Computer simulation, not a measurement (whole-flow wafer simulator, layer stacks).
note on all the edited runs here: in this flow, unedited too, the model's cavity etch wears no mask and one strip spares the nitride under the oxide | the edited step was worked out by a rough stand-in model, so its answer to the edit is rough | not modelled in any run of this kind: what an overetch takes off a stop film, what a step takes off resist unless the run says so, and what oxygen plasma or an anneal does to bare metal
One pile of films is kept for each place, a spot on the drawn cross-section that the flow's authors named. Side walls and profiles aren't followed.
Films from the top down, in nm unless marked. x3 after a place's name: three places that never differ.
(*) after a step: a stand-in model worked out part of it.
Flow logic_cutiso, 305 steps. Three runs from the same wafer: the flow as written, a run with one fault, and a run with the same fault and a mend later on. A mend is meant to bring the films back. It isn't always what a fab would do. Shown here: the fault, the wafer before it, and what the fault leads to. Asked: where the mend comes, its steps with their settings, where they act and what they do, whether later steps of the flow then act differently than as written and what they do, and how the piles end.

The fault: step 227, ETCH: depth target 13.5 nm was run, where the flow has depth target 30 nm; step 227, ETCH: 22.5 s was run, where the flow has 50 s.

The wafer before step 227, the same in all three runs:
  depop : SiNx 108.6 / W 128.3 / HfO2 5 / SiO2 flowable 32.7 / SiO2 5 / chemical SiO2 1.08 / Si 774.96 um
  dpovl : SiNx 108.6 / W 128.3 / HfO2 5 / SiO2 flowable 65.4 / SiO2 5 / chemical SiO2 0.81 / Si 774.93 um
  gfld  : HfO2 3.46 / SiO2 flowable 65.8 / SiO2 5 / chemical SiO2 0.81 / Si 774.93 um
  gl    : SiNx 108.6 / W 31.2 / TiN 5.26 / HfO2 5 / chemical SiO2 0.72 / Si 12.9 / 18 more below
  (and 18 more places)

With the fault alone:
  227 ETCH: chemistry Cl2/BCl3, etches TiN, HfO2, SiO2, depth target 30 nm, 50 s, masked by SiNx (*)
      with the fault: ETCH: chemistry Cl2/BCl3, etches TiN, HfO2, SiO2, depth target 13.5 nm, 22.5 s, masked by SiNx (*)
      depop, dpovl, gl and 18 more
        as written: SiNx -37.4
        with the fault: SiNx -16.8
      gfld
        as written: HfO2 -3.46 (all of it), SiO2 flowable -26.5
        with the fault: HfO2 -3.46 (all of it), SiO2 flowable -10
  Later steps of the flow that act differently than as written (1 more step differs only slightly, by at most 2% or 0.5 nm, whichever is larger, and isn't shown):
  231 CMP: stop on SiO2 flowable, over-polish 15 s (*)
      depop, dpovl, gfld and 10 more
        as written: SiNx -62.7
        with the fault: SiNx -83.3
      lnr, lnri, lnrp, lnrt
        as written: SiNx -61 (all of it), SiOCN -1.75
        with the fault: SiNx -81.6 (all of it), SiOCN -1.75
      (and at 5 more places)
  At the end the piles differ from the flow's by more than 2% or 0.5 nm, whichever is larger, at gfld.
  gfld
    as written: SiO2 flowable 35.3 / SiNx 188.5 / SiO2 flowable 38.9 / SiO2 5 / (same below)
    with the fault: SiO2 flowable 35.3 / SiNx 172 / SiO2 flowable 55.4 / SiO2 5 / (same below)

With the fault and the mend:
  The mend comes after step 227.
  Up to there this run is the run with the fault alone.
  227a ETCH: chemistry Cl2/BCl3, etches TiN, HfO2, SiO2, depth target 16.5 nm, 27.5 s, masked by SiNx (*) (the flow's step 227 once more, with other settings)
      depop, dpovl, gl and 18 more
        SiNx -20.6
      gfld
        SiO2 flowable -16.5
  No later step of the flow acts differently than as written at any place that is followed.
  At the end the piles are the same as the flow's at every place that both follow.
